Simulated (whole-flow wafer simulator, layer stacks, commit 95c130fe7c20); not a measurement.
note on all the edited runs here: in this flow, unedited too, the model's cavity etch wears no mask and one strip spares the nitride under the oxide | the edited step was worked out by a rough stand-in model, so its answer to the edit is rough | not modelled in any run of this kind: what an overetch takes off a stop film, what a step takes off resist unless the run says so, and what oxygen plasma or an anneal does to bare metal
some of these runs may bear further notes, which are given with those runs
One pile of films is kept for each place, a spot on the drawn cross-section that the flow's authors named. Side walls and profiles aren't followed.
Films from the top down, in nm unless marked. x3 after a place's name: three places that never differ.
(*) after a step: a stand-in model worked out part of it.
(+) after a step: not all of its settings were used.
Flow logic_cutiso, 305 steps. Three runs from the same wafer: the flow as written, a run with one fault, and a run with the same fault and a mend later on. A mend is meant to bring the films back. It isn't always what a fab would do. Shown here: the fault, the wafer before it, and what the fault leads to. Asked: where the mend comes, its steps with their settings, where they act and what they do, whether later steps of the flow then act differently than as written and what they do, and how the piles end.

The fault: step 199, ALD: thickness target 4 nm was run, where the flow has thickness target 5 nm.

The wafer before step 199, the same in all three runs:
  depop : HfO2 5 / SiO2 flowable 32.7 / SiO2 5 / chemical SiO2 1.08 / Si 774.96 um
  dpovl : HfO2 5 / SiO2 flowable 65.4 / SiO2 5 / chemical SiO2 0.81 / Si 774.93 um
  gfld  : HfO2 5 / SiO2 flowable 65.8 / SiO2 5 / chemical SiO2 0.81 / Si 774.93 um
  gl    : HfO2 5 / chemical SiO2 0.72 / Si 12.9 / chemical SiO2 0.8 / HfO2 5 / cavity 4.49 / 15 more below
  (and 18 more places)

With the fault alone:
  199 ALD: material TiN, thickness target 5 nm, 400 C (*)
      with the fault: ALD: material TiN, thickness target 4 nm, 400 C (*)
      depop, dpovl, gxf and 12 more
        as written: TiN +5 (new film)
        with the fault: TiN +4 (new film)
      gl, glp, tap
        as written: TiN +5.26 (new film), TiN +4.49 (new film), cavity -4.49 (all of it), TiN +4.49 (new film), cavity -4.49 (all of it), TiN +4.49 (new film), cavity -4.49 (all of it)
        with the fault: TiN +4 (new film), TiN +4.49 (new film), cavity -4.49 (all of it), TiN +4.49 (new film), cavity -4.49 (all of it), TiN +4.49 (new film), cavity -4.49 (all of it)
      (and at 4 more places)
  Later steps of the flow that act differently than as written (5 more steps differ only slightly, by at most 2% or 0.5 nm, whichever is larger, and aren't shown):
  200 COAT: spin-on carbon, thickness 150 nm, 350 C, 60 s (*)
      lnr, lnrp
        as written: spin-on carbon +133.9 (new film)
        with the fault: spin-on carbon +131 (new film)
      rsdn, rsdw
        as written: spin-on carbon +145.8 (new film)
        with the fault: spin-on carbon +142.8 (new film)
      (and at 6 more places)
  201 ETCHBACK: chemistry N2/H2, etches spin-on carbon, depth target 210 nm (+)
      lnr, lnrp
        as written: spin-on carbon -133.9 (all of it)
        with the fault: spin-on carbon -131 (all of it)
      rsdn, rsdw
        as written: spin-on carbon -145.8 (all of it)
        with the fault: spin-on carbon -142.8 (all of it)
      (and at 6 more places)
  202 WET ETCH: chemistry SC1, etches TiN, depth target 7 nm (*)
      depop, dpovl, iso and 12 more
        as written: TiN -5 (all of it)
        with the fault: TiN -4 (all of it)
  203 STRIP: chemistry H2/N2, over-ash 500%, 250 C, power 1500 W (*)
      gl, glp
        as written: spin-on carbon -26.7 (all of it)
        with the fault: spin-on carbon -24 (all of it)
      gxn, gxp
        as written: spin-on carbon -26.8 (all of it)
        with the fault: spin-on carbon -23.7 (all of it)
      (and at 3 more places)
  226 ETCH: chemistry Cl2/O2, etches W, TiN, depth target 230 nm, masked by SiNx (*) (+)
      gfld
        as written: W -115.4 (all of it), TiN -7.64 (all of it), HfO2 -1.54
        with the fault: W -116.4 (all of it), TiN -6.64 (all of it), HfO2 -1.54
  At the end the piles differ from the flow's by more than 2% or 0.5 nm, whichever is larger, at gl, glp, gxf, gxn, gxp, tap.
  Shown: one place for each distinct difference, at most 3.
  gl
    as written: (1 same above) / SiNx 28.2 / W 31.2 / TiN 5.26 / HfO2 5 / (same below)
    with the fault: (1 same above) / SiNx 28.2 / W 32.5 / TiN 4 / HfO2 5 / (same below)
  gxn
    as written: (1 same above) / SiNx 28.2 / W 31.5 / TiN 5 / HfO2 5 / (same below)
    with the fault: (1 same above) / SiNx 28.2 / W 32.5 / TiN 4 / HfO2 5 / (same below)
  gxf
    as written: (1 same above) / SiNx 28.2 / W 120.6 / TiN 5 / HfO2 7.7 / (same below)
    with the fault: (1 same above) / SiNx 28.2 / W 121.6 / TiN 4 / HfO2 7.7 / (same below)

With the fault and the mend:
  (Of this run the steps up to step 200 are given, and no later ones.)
  The mend comes after step 199.
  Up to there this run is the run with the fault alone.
  199a ALD: material TiN, thickness target 1 nm, 400 C (*) (the flow's step 199 once more, with other settings)
      depop, dpovl, gfld and 19 more
        TiN +1
  No later step of the flow up to step 200 acts differently than as written, at any place that is followed, by more than 2% or 0.5 nm, whichever is larger.
  After step 200 the piles differ from the flow's only slightly at the places that both follow, by at most 2% or 0.5 nm, whichever is larger.
